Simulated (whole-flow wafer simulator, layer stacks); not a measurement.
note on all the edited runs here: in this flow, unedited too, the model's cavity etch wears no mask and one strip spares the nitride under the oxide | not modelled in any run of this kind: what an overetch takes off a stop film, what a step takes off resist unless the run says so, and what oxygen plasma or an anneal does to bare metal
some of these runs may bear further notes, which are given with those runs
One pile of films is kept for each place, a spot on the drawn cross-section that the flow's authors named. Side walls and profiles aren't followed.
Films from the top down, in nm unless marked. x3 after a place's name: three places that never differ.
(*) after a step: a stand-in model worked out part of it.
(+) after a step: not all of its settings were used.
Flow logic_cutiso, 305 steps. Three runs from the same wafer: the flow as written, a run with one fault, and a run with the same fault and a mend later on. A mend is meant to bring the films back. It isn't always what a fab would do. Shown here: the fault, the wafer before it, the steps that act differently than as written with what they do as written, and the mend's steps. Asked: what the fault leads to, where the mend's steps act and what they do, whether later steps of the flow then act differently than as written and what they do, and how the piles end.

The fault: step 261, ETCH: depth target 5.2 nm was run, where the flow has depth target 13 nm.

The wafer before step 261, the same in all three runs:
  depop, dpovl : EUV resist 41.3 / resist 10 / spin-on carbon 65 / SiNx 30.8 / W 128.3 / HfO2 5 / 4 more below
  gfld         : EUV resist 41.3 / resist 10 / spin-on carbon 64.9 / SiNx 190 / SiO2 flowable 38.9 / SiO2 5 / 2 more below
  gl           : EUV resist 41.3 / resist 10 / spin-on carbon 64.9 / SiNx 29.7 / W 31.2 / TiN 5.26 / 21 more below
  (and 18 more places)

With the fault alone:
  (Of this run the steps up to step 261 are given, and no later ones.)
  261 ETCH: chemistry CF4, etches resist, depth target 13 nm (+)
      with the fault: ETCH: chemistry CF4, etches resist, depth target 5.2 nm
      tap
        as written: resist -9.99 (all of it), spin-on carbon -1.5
        with the fault: resist -5.2
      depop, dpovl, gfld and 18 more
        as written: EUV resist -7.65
        with the fault: EUV resist -3.06
  After step 261 the piles differ from the flow's by more than 2% or 0.5 nm, whichever is larger, at depop, dpovl, gfld and 19 more.
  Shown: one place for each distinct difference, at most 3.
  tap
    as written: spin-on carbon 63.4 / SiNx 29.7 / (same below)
    with the fault: resist 4.79 / spin-on carbon 64.9 / SiNx 29.7 / (same below)
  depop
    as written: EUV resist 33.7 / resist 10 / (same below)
    with the fault: EUV resist 38.3 / resist 10 / (same below)
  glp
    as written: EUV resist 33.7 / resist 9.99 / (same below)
    with the fault: EUV resist 38.3 / resist 9.99 / (same below)

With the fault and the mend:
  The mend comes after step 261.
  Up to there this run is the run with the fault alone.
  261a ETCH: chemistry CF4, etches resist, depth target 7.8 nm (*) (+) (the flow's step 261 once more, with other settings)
      depop, dpovl, gfld and 18 more
        EUV resist -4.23
      tap
        resist -4.79 (all of it), spin-on carbon -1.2
  No later step of the flow acts differently than as written, at any place that is followed, by more than 2% or 0.5 nm, whichever is larger.
  At the end the piles are the same as the flow's at every place that both follow.
